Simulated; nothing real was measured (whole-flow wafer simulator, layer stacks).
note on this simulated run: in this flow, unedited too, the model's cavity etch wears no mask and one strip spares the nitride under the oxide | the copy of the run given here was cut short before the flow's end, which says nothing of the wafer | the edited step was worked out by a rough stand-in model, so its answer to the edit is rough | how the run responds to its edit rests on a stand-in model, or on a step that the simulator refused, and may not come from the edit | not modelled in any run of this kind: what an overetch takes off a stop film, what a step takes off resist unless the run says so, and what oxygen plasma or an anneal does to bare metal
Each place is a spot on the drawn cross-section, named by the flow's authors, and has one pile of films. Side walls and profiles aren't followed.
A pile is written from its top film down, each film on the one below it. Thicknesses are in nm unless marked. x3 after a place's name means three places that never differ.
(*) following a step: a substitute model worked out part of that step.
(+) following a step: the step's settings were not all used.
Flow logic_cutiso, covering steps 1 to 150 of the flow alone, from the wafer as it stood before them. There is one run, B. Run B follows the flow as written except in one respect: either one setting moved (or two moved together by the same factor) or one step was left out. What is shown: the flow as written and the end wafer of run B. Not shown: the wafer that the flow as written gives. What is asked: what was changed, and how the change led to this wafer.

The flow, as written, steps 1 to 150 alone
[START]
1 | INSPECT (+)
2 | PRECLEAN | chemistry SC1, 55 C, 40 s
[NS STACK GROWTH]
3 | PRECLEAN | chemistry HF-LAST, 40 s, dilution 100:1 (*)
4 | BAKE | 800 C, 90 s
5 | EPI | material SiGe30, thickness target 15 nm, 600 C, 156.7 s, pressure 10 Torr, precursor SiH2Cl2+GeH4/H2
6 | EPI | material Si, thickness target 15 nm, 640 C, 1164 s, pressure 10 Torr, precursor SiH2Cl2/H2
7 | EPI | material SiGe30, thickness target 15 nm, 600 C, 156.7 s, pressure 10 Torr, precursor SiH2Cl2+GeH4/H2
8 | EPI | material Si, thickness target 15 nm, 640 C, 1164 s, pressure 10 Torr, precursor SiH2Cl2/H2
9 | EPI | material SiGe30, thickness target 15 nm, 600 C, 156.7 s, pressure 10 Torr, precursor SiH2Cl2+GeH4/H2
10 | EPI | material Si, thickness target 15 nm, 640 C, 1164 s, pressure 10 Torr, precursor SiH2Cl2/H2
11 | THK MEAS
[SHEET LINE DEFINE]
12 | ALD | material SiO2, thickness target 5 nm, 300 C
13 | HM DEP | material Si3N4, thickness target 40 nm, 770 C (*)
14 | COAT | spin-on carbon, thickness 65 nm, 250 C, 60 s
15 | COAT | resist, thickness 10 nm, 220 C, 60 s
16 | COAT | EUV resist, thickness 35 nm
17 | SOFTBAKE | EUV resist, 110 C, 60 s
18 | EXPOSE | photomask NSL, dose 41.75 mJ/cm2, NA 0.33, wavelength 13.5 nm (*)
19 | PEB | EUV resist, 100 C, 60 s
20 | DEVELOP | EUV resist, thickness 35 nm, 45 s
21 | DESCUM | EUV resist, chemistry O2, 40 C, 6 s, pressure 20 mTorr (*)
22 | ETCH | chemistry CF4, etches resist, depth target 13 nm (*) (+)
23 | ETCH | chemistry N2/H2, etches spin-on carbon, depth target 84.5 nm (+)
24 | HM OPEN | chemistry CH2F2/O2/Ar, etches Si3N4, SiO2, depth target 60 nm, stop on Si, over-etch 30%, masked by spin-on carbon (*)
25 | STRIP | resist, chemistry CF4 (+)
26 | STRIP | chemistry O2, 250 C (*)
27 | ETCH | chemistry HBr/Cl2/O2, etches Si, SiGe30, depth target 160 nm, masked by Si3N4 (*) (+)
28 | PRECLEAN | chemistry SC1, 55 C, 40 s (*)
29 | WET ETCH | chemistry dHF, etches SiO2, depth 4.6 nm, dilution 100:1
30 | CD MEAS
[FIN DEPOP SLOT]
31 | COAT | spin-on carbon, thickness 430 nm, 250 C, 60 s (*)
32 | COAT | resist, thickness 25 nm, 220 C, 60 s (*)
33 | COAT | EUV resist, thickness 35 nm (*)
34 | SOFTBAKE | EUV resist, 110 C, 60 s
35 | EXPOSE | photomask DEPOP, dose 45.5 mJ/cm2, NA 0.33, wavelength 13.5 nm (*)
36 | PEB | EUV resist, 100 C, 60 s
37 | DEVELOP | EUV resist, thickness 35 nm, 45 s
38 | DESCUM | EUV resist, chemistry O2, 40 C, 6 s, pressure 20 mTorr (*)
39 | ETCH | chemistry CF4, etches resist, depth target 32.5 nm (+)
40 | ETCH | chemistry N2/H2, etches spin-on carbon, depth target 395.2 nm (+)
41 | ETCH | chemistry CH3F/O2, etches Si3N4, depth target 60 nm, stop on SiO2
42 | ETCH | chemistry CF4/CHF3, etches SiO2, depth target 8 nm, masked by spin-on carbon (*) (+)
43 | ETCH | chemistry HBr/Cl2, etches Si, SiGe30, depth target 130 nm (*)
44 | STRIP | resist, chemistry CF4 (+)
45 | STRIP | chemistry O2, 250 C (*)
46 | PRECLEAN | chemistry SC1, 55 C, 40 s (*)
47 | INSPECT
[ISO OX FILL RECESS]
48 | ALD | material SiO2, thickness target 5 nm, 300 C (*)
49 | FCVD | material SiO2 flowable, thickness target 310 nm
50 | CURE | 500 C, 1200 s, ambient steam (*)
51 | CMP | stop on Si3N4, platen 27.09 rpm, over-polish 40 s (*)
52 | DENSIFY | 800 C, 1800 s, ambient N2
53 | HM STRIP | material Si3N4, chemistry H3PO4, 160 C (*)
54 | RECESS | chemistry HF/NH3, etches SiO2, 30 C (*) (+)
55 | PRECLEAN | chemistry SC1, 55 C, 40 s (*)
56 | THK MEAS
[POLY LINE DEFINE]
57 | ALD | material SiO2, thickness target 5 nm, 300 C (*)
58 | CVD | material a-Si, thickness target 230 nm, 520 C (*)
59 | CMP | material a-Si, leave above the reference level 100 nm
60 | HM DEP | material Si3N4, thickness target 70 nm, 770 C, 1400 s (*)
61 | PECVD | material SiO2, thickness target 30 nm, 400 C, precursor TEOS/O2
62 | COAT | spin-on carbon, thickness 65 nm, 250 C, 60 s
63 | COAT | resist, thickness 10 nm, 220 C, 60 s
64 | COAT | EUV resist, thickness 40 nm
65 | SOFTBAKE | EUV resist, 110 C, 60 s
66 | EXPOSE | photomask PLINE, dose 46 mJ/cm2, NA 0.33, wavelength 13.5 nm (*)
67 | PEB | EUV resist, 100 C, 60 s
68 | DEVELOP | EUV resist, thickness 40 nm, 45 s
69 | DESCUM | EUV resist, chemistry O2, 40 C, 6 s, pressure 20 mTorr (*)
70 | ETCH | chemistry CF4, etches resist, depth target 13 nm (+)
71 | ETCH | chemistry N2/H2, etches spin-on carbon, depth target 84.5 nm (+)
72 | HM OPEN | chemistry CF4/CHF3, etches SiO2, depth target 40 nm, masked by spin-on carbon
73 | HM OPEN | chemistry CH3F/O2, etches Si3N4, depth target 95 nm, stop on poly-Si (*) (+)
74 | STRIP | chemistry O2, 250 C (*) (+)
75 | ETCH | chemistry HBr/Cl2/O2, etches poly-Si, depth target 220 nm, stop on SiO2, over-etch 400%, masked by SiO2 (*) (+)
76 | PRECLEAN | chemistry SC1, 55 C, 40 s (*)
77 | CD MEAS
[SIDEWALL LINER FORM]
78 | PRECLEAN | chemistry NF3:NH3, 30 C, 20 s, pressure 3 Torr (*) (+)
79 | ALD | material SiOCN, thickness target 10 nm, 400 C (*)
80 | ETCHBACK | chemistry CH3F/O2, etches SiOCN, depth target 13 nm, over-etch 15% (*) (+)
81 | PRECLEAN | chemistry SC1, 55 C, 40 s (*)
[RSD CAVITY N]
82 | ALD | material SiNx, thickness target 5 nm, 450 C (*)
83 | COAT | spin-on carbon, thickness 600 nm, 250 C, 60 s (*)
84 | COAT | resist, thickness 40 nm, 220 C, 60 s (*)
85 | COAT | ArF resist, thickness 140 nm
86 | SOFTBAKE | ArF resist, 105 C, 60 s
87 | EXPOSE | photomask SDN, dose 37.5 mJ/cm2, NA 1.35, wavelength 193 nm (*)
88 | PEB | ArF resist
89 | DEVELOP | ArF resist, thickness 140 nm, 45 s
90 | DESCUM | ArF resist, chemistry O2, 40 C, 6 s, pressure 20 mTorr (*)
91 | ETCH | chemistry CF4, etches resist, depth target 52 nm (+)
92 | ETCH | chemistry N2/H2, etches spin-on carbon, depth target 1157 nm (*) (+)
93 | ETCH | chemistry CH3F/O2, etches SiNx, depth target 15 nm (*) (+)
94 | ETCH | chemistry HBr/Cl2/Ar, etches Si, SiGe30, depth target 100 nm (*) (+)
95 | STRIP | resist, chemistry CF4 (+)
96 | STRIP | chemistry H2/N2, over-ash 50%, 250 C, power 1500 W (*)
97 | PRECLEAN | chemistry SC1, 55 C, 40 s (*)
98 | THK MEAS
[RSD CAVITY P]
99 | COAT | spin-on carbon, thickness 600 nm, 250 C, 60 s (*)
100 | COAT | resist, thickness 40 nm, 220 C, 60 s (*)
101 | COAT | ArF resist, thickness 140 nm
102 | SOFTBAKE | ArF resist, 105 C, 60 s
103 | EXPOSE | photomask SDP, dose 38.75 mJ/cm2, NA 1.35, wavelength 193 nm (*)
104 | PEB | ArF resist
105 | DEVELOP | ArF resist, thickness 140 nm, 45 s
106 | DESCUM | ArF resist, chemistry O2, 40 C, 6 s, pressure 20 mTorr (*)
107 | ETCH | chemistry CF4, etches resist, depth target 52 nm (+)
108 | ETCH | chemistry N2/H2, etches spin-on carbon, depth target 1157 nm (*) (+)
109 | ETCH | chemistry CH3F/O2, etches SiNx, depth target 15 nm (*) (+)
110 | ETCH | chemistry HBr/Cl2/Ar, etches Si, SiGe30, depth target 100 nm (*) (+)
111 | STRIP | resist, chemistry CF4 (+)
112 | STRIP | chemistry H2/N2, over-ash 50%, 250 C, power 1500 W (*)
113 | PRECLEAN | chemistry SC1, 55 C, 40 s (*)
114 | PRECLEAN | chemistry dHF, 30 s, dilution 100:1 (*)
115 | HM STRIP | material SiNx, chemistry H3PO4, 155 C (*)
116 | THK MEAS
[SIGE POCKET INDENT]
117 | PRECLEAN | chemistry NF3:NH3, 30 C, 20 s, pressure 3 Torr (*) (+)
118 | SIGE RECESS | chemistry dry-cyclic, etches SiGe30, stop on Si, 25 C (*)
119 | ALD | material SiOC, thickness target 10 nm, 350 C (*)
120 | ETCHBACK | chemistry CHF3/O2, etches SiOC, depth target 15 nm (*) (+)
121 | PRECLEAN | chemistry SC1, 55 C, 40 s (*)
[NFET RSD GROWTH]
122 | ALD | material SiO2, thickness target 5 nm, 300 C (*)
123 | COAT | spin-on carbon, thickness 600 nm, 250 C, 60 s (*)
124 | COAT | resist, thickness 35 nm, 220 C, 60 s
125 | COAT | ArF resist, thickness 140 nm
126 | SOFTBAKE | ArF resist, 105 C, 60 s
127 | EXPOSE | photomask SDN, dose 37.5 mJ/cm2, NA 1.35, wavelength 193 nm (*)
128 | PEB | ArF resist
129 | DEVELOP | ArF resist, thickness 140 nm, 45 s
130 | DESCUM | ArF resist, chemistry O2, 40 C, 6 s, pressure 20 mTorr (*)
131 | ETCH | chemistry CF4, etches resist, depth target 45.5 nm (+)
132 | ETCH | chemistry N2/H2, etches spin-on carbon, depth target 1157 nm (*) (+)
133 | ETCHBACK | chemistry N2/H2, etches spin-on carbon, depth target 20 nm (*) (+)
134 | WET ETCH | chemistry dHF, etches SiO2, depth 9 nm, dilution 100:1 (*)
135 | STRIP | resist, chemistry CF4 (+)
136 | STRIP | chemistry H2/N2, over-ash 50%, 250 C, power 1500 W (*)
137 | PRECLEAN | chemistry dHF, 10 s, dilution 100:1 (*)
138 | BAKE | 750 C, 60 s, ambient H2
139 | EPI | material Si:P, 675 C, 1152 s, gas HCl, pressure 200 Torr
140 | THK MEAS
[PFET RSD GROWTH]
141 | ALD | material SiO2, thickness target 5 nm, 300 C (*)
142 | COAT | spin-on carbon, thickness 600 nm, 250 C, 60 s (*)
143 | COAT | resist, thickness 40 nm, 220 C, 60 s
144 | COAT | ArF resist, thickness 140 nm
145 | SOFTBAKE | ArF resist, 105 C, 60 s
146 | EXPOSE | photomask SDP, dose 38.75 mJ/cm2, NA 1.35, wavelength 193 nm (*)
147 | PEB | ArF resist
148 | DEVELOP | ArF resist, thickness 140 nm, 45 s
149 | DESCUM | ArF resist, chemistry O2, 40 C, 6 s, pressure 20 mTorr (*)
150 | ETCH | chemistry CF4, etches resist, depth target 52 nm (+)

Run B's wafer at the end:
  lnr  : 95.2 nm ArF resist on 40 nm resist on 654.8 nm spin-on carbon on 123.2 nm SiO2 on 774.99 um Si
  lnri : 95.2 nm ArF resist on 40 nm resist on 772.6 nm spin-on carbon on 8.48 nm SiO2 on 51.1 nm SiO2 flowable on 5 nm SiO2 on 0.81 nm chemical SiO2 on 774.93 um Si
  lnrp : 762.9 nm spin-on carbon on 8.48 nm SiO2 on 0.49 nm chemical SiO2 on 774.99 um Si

The reason: step 79, ALD: thickness target 4.5 nm was run, whereas the flow has thickness target 10 nm.

The path from the change to this, step by step:
  79 | ALD | material SiOCN, thickness target 10 nm, 400 C (*)
      depop, dpovl, gfld and 19 more: SiOCN gains 4.5 (new film) (it would be, as written: SiOCN gains 10 (new film))
  80 | ETCHBACK | chemistry CH3F/O2, etches SiOCN, depth target 13 nm, over-etch 15% (*) (+)
      lnr, lnrp, lnrt: SiOCN loses 4.5 (all of it), Si loses 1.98 (it would be, as written: SiOCN gains 175.1)
      lnri: SiOCN loses 4.5 (all of it), SiO2 flowable loses 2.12 (it would be, as written: SiOCN gains 271.9)
      (also at 18 further places)
  83 | COAT | spin-on carbon, thickness 600 nm, 250 C, 60 s (*)
      gl, gxn, gxp: spin-on carbon gains 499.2 (new film) (it would be, as written: spin-on carbon gains 528.7 (new film))
      glp, plug, tap: spin-on carbon gains 499.3 (new film) (it would be, as written: spin-on carbon gains 528.7 (new film))
      (also at 11 further places)
  92 | ETCH | chemistry N2/H2, etches spin-on carbon, depth target 1157 nm (*) (+)
      gl, gxn, tap: spin-on carbon loses 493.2 (all of it), SiNx loses 5 (all of it), SiO2 loses 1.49 (it would be, as written: spin-on carbon loses 522.7 (all of it), SiNx loses 2.88)
      depop, dpovl, gfld and 12 more: ArF resist loses 95.2 (all of it), resist loses 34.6 (it would be, as written: ArF resist loses 95.2 (all of it), resist loses 26.2)
      (also at 4 further places)
  93 | ETCH | chemistry CH3F/O2, etches SiNx, depth target 15 nm (*) (+)
      gl, gxn, tap: SiO2 loses 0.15 (it would be, as written: SiNx loses 2.12 (all of it), SiO2 loses 0.17)
      lnr, lnrt: SiNx loses 1.3 (all of it), chemical SiO2 loses 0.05 (it would be, as written: SiNx loses 2.15 (all of it), SiOCN loses 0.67)
      (also at 2 further places)
  94 | ETCH | chemistry HBr/Cl2/Ar, etches Si, SiGe30, depth target 100 nm (*) (+)
      lnr, lnrt: chemical SiO2 loses 0.44 (all of it), Si loses 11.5 (all of it), SiGe30 loses 15 (all of it), Si loses 15 (all of it), SiGe30 loses 15 (all of it), Si loses 15 (all of it), SiGe30 loses 15 (all of it), Si loses 13.4 (it would be, as written: nothing)
      rsdn, rsdx: chemical SiO2 loses 0.44 (all of it), Si loses 11.5 (all of it), SiGe30 loses 15 (all of it), Si loses 15 (all of it), SiGe30 loses 15 (all of it), Si loses 15 (all of it), SiGe30 loses 15 (all of it), Si loses 13.4 (it would be, as written: chemical SiO2 loses 0.49 (all of it), Si loses 12.8 (all of it), SiGe30 loses 15 (all of it), Si loses 15 (all of it), SiGe30 loses 15 (all of it), Si loses 15 (all of it), SiGe30 loses 15 (all of it), Si loses 12.2)
  95 | STRIP | resist, chemistry CF4 (+)
      depop, dpovl, isow, ns, nsgap: resist loses 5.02 (all of it) (it would be, as written: resist loses 13 (all of it))
      gfld, iso, lnri: resist loses 5.1 (all of it) (it would be, as written: resist loses 13 (all of it))
      (also at 7 further places)
  96 | STRIP | chemistry H2/N2, over-ash 50%, 250 C, power 1500 W (*)
      gfld, gxf: spin-on carbon loses 499.1 (all of it) (it would be, as written: spin-on carbon loses 528.6 (all of it))
      glp, plug: spin-on carbon loses 499.3 (all of it) (it would be, as written: spin-on carbon loses 528.7 (all of it))
      (also at 6 further places)
  99 | COAT | spin-on carbon, thickness 600 nm, 250 C, 60 s (*)
      gfld, plug: spin-on carbon gains 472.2 (new film) (it would be, as written: spin-on carbon gains 509.8 (new film))
      gl, gxn: spin-on carbon gains 478.7 (new film) (it would be, as written: spin-on carbon gains 514.9 (new film))
      (also at 13 further places)
  108 | ETCH | chemistry N2/H2, etches spin-on carbon, depth target 1157 nm (*) (+)
      glp, gxp: spin-on carbon loses 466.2 (all of it), SiNx loses 5 (all of it), SiO2 loses 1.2 (it would be, as written: spin-on carbon loses 503.9 (all of it), SiNx loses 2.78)
      depop, dpovl, gfld and 14 more: ArF resist loses 95.2 (all of it), resist loses 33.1 (it would be, as written: ArF resist loses 95.2 (all of it), resist loses 25.2)
      (also at 3 further places)
  109 | ETCH | chemistry CH3F/O2, etches SiNx, depth target 15 nm (*) (+)
      glp, gxp: SiO2 loses 0.16 (it would be, as written: SiNx loses 2.22 (all of it), SiO2 loses 0.17)
      rsdp, rsdw: SiNx loses 1.44 (all of it), chemical SiO2 loses 0.06 (it would be, as written: SiNx loses 4.26 (all of it))
      (also at 1 further place)
  110 | ETCH | chemistry HBr/Cl2/Ar, etches Si, SiGe30, depth target 100 nm (*) (+)
      lnrp: chemical SiO2 loses 0.43 (all of it), Si loses 11.5 (all of it), SiGe30 loses 15 (all of it), Si loses 15 (all of it), SiGe30 loses 15 (all of it), Si loses 15 (all of it), SiGe30 loses 15 (all of it), Si loses 13.4 (it would be, as written: nothing)
      rsdp, rsdw: chemical SiO2 loses 0.43 (all of it), Si loses 11.5 (all of it), SiGe30 loses 15 (all of it), Si loses 15 (all of it), SiGe30 loses 15 (all of it), Si loses 15 (all of it), SiGe30 loses 15 (all of it), Si loses 13.4 (it would be, as written: chemical SiO2 loses 0.49 (all of it), Si loses 12.8 (all of it), SiGe30 loses 15 (all of it), Si loses 15 (all of it), SiGe30 loses 15 (all of it), Si loses 15 (all of it), SiGe30 loses 15 (all of it), Si loses 12.2)
  111 | STRIP | resist, chemistry CF4 (+)
      depop, dpovl, isow, ns, nsgap: resist loses 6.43 (all of it) (it would be, as written: resist loses 14 (all of it))
      gxn, lnr, rsdn: resist loses 6.54 (all of it) (it would be, as written: resist loses 14.1 (all of it))
      (also at 9 further places)
  112 | STRIP | chemistry H2/N2, over-ash 50%, 250 C, power 1500 W (*)
      gfld, plug: spin-on carbon loses 472.2 (all of it) (it would be, as written: spin-on carbon loses 509.8 (all of it))
      gl, gxn: spin-on carbon loses 478.7 (all of it) (it would be, as written: spin-on carbon loses 514.9 (all of it))
      (also at 8 further places)
  114 | PRECLEAN | chemistry dHF, 30 s, dilution 100:1 (*)
      lnr, lnrt: chemical SiO2 loses 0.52 (all of it) (it would be, as written: SiOCN loses 0.49)
  115 | HM STRIP | material SiNx, chemistry H3PO4, 155 C (*)
      lnr, lnrp, lnrt: chemical SiO2 gains 0.5 (new film), Si loses 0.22 (it would be, as written: SiOCN loses 0.58)
  ... another 12 steps ...
  142 | COAT | spin-on carbon, thickness 600 nm, 250 C, 60 s (*)
      gfld, gxf, plug: spin-on carbon gains 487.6 (new film) (it would be, as written: spin-on carbon gains 525.3 (new film))
      gl, tap: spin-on carbon gains 509.3 (new film) (it would be, as written: spin-on carbon gains 547.8 (new film))
      (also at 12 further places)
